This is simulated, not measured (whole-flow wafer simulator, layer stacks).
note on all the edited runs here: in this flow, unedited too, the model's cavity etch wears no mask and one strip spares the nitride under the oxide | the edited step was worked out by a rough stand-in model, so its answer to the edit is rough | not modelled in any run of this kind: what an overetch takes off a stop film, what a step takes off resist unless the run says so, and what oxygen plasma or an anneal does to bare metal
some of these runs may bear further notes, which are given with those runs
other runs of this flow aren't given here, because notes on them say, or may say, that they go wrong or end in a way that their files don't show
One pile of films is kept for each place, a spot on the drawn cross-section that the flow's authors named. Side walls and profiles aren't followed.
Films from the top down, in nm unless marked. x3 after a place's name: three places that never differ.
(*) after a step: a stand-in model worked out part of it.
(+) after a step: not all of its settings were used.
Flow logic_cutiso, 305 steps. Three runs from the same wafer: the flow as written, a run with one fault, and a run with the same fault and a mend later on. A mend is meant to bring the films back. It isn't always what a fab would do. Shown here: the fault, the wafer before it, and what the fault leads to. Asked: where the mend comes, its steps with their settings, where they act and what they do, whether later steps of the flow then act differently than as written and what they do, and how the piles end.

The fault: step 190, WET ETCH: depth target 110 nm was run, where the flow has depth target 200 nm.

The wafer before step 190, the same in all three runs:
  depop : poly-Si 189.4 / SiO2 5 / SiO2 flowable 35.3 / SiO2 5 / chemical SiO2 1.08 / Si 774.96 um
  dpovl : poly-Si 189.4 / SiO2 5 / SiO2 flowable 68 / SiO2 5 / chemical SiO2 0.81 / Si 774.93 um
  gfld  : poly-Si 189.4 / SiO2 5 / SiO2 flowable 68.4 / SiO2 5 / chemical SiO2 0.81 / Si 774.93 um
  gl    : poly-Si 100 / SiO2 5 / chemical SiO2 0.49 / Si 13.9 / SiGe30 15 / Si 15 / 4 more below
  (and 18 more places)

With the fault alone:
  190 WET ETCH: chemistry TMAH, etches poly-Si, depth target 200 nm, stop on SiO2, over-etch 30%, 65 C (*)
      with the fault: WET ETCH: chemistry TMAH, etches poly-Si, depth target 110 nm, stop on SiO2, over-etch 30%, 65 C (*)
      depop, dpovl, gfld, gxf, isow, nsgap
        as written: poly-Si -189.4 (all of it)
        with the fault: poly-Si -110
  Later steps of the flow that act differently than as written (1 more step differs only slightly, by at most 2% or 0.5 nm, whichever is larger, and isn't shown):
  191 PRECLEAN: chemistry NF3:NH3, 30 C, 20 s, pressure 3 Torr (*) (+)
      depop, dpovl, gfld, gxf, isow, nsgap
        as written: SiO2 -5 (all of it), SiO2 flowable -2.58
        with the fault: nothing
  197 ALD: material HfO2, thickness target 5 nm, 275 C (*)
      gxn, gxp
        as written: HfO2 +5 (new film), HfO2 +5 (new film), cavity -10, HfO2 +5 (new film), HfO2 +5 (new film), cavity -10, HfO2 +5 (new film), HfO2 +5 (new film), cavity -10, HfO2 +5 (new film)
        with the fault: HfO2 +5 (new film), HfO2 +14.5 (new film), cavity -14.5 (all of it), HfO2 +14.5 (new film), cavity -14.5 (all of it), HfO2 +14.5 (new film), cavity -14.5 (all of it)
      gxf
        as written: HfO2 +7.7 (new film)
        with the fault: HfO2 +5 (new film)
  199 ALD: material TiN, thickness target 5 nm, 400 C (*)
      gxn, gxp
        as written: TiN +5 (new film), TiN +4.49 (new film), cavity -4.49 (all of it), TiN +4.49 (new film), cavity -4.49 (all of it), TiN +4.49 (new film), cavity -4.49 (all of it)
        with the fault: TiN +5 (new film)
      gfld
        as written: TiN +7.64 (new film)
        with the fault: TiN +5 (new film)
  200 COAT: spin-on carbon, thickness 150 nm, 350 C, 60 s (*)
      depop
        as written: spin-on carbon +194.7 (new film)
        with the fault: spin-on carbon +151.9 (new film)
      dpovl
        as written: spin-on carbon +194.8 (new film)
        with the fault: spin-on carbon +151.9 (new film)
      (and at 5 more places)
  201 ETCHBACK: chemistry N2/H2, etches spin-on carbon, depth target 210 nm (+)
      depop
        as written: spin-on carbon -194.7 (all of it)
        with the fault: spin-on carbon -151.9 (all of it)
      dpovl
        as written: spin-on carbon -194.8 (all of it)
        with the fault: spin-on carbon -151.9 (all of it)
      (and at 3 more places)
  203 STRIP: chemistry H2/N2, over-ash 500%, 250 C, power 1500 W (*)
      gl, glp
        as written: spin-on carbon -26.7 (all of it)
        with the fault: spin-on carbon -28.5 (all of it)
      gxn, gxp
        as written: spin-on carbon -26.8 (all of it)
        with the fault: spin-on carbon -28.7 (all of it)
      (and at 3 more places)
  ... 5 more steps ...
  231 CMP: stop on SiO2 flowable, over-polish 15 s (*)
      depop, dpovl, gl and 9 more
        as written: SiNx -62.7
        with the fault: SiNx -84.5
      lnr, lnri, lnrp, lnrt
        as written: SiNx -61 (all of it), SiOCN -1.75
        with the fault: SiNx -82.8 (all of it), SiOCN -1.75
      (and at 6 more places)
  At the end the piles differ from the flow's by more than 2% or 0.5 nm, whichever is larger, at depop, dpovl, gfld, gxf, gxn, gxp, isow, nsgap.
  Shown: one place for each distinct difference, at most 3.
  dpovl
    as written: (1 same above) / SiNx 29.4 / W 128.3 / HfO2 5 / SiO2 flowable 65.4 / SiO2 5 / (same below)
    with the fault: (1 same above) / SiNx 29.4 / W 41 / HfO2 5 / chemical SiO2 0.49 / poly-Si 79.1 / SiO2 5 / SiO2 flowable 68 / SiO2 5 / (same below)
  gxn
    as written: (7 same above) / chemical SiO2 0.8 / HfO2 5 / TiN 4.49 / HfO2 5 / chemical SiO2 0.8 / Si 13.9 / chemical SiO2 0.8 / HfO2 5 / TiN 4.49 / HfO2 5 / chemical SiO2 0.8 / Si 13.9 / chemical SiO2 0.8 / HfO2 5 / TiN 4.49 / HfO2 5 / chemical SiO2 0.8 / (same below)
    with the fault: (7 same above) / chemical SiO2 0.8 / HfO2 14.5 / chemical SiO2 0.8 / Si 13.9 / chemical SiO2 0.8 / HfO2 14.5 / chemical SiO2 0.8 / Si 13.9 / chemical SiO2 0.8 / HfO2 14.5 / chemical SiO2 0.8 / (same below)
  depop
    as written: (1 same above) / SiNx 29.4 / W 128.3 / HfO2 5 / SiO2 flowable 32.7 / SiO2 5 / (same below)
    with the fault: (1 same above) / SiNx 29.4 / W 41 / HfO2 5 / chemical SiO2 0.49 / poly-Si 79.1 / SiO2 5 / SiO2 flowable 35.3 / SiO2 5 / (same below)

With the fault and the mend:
  The mend comes after step 190.
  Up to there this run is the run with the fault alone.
  190a WET ETCH: chemistry TMAH, etches poly-Si, depth target 90 nm, stop on SiO2, over-etch 30%, 65 C (*) (the flow's step 190 once more, with other settings)
      depop, dpovl, gfld, gxf, isow, nsgap
        poly-Si -79.4 (all of it)
  No later step of the flow acts differently than as written at any place that is followed.
  At the end the piles are the same as the flow's at every place that both follow.
